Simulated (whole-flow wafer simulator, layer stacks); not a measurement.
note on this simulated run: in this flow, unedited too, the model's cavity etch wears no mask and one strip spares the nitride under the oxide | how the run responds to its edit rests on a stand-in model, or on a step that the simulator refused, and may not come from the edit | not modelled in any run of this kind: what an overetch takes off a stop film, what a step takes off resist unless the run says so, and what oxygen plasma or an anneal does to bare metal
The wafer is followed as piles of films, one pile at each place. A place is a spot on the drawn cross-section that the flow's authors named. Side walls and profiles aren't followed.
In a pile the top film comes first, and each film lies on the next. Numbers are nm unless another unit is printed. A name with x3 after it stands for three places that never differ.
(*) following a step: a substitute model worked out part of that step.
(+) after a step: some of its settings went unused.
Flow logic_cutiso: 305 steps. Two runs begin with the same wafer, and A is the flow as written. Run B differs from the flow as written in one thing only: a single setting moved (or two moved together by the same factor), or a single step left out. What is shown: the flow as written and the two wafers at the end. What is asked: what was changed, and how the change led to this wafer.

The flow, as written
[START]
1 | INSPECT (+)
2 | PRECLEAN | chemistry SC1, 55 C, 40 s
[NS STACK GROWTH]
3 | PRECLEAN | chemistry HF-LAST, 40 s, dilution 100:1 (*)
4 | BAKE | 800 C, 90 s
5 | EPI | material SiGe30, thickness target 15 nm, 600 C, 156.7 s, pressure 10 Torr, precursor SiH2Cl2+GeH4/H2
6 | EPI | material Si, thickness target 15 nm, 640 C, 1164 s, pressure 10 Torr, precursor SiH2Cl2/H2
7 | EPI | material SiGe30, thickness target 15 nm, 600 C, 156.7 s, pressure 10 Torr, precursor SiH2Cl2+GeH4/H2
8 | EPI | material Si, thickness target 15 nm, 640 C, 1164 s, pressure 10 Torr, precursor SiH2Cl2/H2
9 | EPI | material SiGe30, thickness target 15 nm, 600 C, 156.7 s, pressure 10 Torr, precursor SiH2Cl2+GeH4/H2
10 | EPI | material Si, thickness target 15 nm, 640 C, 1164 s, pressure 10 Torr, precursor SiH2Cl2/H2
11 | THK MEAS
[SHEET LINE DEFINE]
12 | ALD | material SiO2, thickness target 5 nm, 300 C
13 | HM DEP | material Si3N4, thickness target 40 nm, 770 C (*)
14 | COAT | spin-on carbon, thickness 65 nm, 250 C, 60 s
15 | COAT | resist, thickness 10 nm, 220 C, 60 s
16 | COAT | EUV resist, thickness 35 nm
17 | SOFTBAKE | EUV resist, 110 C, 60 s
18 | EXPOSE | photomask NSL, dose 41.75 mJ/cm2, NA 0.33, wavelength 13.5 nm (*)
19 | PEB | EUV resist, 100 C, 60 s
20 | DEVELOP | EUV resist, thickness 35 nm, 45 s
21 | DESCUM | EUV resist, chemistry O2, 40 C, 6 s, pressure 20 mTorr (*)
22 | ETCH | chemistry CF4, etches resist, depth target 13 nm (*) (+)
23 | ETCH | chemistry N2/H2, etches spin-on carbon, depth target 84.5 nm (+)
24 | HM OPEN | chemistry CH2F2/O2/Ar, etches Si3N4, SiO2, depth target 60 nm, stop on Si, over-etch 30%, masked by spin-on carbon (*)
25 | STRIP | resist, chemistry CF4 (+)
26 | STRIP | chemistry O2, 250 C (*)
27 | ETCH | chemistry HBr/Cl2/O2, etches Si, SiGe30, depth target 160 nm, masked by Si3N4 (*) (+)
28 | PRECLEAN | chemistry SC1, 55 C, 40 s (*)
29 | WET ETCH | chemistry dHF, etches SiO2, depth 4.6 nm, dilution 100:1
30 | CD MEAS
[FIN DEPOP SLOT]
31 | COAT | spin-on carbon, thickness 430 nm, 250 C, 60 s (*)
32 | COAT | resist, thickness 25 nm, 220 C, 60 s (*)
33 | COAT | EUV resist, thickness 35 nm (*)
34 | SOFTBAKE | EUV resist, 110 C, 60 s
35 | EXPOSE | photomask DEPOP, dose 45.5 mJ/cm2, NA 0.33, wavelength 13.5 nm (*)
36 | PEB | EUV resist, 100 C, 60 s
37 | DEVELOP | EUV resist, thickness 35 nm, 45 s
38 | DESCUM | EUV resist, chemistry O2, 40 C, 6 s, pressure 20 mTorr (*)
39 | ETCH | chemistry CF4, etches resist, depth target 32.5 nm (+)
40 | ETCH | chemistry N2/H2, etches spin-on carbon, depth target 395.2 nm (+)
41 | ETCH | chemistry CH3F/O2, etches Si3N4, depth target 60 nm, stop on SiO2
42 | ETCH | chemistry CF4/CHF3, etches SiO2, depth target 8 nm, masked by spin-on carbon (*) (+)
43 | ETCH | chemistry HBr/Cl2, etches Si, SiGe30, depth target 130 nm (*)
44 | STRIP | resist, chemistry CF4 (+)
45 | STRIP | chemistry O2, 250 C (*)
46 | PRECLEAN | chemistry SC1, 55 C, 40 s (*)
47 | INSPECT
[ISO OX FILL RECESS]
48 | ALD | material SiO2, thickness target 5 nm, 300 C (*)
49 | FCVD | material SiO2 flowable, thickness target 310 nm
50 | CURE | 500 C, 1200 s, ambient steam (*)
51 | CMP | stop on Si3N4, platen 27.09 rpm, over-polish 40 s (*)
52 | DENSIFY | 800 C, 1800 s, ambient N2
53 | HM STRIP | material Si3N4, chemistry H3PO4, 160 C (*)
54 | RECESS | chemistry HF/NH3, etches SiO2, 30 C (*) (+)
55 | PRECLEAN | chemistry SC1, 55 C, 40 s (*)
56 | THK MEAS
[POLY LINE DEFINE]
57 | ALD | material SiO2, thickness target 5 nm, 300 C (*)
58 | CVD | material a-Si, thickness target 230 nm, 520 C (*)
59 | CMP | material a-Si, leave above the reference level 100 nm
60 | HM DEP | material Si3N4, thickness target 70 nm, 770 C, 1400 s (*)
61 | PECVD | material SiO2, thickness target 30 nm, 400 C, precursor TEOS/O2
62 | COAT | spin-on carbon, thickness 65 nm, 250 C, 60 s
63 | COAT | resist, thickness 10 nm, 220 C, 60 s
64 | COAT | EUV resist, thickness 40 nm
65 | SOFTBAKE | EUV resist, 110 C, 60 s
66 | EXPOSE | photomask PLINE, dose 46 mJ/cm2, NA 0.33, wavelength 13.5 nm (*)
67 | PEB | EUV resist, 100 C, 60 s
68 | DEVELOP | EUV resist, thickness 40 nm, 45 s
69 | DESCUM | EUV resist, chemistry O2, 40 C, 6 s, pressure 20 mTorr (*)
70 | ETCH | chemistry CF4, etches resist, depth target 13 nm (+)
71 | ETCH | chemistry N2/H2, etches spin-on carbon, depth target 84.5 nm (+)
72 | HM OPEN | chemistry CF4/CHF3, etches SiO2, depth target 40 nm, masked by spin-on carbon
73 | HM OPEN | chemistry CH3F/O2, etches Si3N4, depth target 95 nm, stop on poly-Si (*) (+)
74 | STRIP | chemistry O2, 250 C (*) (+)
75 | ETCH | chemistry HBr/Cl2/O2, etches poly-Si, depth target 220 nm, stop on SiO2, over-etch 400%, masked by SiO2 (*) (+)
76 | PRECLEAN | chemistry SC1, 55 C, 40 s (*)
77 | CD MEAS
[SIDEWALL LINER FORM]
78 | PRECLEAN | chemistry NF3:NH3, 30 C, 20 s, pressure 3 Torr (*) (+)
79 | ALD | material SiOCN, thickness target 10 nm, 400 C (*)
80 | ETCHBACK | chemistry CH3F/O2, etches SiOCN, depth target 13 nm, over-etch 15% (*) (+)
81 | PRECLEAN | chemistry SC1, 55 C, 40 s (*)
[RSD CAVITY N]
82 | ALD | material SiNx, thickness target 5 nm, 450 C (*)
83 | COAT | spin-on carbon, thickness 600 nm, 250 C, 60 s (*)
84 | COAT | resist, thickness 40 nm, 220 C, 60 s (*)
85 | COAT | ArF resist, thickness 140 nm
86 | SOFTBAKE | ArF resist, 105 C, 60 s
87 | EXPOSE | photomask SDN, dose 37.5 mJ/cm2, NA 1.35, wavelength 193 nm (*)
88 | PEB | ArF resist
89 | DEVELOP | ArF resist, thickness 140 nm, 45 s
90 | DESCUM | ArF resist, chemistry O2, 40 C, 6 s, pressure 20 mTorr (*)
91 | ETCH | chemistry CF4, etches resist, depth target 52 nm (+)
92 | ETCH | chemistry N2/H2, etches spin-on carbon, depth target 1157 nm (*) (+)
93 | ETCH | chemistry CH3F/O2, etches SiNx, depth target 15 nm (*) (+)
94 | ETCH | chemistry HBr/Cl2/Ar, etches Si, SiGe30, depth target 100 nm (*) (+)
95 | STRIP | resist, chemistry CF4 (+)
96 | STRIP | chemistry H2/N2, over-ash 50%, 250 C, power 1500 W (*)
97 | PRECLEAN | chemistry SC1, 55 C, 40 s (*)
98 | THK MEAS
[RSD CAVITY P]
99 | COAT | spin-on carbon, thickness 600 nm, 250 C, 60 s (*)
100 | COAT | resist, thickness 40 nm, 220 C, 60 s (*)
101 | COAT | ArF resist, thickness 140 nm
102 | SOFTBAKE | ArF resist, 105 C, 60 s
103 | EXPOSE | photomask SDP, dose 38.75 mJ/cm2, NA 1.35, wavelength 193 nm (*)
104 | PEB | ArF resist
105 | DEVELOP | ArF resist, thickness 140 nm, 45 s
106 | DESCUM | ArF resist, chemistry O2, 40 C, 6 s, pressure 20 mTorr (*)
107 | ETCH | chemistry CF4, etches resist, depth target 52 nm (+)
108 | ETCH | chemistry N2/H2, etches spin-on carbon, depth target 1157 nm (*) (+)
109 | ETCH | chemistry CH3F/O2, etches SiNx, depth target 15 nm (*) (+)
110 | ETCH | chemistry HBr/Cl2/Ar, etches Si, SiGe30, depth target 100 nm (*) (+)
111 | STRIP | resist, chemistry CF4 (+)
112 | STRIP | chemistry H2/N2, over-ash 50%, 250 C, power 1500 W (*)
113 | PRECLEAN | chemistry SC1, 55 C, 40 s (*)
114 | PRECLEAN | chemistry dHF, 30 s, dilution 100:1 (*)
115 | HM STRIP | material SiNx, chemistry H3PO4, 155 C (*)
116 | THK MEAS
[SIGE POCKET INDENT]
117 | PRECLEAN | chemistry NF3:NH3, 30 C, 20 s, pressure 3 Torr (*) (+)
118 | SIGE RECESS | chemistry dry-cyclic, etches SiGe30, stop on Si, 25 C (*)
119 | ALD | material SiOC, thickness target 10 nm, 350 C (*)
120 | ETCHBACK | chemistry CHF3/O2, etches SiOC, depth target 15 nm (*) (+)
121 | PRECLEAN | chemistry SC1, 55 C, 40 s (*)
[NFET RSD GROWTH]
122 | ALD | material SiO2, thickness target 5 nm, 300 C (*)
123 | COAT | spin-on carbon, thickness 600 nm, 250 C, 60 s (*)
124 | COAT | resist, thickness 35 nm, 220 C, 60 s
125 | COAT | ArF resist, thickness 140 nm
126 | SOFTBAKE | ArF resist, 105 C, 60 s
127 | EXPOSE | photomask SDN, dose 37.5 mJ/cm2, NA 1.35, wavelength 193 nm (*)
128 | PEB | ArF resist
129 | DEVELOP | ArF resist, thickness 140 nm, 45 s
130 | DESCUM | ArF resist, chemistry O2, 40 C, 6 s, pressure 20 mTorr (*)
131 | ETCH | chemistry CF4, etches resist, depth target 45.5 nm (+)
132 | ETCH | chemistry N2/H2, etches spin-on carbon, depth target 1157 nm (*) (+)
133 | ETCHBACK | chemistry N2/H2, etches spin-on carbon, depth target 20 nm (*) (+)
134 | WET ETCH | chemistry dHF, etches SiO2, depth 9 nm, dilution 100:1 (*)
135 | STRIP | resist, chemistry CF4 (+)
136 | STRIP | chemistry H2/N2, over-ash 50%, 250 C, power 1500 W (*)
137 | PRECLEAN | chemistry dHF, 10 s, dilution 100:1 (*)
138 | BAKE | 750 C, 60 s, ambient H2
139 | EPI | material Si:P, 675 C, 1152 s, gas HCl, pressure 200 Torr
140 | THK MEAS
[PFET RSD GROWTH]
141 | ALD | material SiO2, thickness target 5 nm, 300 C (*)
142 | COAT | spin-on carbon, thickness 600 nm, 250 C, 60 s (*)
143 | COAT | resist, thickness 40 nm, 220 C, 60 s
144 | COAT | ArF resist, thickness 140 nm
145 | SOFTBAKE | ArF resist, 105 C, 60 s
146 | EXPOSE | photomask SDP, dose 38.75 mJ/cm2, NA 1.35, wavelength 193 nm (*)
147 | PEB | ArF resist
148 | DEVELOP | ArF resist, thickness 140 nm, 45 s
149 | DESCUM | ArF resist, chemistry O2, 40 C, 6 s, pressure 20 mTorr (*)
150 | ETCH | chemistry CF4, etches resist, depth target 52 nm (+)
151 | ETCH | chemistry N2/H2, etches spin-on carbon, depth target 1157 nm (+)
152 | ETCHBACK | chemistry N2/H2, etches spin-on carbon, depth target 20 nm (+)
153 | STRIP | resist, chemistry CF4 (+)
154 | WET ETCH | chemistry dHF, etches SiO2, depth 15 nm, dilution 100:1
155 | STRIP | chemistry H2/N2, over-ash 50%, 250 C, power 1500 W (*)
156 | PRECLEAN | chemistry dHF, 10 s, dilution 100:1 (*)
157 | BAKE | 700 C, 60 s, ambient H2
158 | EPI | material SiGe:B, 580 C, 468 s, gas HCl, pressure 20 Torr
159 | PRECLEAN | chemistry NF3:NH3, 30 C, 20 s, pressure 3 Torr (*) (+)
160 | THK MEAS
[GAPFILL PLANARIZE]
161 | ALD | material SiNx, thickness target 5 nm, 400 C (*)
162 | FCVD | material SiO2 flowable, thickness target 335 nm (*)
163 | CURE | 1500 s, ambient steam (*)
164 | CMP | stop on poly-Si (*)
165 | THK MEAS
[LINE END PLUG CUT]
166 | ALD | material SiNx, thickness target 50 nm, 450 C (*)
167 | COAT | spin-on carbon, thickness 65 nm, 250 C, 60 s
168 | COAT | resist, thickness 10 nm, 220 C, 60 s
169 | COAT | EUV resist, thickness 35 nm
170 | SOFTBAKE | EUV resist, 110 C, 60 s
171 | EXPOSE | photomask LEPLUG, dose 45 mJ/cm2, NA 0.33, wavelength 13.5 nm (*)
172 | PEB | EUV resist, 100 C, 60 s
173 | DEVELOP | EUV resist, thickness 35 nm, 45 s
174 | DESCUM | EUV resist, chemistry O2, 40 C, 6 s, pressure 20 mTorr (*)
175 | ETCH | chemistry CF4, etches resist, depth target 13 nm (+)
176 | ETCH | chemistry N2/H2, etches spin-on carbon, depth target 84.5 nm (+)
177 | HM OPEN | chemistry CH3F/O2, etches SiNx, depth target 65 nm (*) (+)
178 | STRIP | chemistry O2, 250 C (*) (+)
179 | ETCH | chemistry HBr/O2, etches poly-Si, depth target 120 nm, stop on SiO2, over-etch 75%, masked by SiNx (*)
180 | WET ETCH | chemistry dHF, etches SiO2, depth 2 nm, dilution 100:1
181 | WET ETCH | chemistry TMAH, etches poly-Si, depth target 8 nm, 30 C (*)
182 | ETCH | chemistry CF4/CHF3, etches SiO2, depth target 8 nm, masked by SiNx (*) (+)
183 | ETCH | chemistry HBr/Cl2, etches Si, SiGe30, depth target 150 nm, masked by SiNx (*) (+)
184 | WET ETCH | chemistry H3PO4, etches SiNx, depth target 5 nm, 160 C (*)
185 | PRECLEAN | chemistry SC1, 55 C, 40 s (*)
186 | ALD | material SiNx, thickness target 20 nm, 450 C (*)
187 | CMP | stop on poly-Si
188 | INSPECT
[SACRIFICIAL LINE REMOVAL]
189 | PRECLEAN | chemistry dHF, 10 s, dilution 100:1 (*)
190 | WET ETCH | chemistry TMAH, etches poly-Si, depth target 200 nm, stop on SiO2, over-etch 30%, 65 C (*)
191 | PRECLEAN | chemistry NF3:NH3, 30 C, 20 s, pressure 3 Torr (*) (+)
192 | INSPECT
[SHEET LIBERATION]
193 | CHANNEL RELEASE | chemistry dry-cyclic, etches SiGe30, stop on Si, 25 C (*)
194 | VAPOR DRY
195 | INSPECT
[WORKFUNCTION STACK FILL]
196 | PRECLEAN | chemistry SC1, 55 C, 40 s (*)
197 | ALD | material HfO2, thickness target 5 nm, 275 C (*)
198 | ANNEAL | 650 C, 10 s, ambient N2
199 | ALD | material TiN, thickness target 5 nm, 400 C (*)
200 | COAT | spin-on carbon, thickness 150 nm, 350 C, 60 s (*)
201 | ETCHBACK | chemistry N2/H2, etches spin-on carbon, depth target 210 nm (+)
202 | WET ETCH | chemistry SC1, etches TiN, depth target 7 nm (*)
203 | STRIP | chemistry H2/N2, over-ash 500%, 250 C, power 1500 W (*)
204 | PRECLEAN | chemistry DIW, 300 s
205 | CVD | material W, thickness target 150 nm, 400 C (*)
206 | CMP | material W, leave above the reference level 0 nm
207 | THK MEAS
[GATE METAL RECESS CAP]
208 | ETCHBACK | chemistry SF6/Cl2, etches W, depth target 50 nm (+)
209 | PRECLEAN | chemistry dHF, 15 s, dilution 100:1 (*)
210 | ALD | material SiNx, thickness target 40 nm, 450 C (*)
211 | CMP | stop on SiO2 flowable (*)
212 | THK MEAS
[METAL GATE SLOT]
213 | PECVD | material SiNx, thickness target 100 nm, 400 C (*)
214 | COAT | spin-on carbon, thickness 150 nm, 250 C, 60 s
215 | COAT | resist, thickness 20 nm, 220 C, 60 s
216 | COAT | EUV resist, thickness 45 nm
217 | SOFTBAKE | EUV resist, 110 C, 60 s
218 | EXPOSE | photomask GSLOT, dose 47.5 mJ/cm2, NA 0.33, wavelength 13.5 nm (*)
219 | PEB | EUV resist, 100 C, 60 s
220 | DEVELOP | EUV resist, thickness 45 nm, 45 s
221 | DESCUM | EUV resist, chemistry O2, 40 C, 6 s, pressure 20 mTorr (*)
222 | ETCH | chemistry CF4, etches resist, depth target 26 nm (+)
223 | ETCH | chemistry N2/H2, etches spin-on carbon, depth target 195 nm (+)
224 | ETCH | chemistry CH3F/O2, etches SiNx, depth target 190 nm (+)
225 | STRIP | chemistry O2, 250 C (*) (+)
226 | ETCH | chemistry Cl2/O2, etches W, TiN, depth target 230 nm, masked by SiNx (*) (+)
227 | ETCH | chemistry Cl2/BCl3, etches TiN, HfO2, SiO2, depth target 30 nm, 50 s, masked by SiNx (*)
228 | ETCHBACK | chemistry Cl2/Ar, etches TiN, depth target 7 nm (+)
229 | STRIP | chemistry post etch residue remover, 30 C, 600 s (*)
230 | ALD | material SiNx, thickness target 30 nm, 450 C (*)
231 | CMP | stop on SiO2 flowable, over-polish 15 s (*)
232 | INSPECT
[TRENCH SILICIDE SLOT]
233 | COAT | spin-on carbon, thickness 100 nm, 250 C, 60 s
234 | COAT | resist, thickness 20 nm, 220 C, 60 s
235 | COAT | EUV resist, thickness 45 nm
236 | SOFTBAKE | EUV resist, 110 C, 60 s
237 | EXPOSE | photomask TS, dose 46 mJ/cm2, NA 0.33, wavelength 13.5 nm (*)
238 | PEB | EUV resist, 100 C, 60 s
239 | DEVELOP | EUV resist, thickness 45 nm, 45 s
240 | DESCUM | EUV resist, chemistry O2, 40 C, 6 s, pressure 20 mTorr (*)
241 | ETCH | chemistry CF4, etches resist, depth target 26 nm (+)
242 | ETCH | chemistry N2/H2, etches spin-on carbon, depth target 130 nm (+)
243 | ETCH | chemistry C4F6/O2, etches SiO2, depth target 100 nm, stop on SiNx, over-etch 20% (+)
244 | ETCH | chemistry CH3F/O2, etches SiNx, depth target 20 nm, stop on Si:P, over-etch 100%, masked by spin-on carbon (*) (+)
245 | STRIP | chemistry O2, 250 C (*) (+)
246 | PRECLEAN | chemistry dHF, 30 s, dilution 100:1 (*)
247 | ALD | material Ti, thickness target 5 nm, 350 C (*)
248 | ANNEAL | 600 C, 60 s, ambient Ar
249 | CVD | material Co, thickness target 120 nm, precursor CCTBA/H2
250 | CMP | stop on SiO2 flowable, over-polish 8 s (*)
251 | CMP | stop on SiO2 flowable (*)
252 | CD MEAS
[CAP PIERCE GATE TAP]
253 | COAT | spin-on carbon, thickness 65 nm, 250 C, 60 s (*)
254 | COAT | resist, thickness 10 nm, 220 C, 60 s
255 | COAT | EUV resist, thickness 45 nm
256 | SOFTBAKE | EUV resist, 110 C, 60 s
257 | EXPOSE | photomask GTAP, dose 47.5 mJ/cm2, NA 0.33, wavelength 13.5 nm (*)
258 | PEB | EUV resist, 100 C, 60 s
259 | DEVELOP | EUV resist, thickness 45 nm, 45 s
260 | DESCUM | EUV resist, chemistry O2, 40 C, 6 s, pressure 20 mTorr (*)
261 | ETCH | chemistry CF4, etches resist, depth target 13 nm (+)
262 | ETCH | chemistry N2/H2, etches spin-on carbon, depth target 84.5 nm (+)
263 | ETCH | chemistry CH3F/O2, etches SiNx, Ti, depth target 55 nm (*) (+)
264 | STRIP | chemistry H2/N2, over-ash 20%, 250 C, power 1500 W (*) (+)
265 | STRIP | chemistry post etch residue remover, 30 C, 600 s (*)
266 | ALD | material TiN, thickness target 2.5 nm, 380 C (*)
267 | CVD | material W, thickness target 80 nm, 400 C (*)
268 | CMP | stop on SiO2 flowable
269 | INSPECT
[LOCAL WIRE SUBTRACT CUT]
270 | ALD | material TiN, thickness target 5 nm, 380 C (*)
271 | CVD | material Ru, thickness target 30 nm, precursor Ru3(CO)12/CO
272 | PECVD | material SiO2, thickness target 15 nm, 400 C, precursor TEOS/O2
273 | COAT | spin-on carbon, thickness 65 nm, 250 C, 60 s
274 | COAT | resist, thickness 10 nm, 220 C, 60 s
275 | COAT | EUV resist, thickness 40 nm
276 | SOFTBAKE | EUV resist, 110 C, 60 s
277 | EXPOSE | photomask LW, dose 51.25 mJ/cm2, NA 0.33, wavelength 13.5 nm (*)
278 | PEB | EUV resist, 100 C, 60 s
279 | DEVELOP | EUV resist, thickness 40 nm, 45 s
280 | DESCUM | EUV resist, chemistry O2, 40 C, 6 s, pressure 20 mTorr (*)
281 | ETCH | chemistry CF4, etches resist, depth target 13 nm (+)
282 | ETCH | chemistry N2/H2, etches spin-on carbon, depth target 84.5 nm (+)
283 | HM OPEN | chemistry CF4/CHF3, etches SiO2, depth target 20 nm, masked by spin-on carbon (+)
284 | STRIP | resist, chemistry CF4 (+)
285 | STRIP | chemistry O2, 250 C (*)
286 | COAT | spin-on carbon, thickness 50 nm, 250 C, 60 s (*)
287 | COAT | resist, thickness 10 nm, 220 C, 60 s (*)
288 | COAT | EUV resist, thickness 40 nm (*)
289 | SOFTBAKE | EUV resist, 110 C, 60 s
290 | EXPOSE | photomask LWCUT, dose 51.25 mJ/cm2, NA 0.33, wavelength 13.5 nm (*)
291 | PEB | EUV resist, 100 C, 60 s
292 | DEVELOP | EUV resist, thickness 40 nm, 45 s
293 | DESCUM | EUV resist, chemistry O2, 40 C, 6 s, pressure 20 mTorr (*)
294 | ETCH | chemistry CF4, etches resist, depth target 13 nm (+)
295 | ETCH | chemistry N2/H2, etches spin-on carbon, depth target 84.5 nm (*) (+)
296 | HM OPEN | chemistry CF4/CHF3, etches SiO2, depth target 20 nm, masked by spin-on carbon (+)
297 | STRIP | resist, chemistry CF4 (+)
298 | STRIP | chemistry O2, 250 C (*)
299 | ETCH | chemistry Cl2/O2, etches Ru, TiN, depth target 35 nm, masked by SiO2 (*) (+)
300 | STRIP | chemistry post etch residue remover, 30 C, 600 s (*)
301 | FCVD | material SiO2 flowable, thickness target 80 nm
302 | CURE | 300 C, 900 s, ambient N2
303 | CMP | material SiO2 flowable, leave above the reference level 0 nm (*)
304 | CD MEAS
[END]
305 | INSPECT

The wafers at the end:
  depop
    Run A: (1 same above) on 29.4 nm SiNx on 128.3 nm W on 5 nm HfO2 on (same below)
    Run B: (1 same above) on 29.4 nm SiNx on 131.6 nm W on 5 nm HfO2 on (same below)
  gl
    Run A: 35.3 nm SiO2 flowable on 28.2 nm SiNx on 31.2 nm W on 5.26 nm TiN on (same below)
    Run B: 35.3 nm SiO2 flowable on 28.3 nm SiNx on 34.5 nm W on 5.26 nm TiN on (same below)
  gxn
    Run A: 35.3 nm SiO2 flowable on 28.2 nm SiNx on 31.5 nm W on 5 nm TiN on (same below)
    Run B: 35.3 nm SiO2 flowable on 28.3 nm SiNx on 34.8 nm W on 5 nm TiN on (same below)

What caused this: step 189, PRECLEAN: chemistry dHF, 10 s, dilution 100:1 (*), was not run.

The path from the change to this, step by step:
  203 | STRIP | chemistry H2/N2, over-ash 500%, 250 C, power 1500 W (*)
      gl, glp: A spin-on carbon loses 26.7 (all of it) | B spin-on carbon loses 27.4 (all of it)
      gxn, gxp: A spin-on carbon loses 26.8 (all of it) | B spin-on carbon loses 27.4 (all of it)
      (and at 1 other place as well)
  205 | CVD | material W, thickness target 150 nm, 400 C (*)
      iso: A W gains 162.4 (new film) | B W gains 159.1 (new film)
  206 | CMP | material W, leave above the reference level 0 nm
      lnr, lnri, lnrp, lnrt: A W loses 150 (all of it), HfO2 loses 5 (all of it), SiOCN loses 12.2 | B W loses 150 (all of it), HfO2 loses 5 (all of it), SiOCN loses 9.06
      iso: A W loses 162.4 (all of it), HfO2 loses 5 (all of it) | B W loses 159.1 (all of it), HfO2 loses 5 (all of it)
      (and at 1 other place as well)
  226 | ETCH | chemistry Cl2/O2, etches W, TiN, depth target 230 nm, masked by SiNx (*) (+)
      depop, dpovl, gl and 18 more: A SiNx loses 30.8 | B SiNx loses 31.6
      gfld: A W loses 115.4 (all of it), TiN loses 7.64 (all of it), HfO2 loses 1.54 | B W loses 118.8 (all of it), TiN loses 7.64 (all of it), HfO2 loses 1.58
  243 | ETCH | chemistry C4F6/O2, etches SiO2, depth target 100 nm, stop on SiNx, over-etch 20% (+)
      rsdn, rsdp, rsdw: A SiO2 flowable loses 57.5 (all of it) | B SiO2 flowable loses 60.8 (all of it)
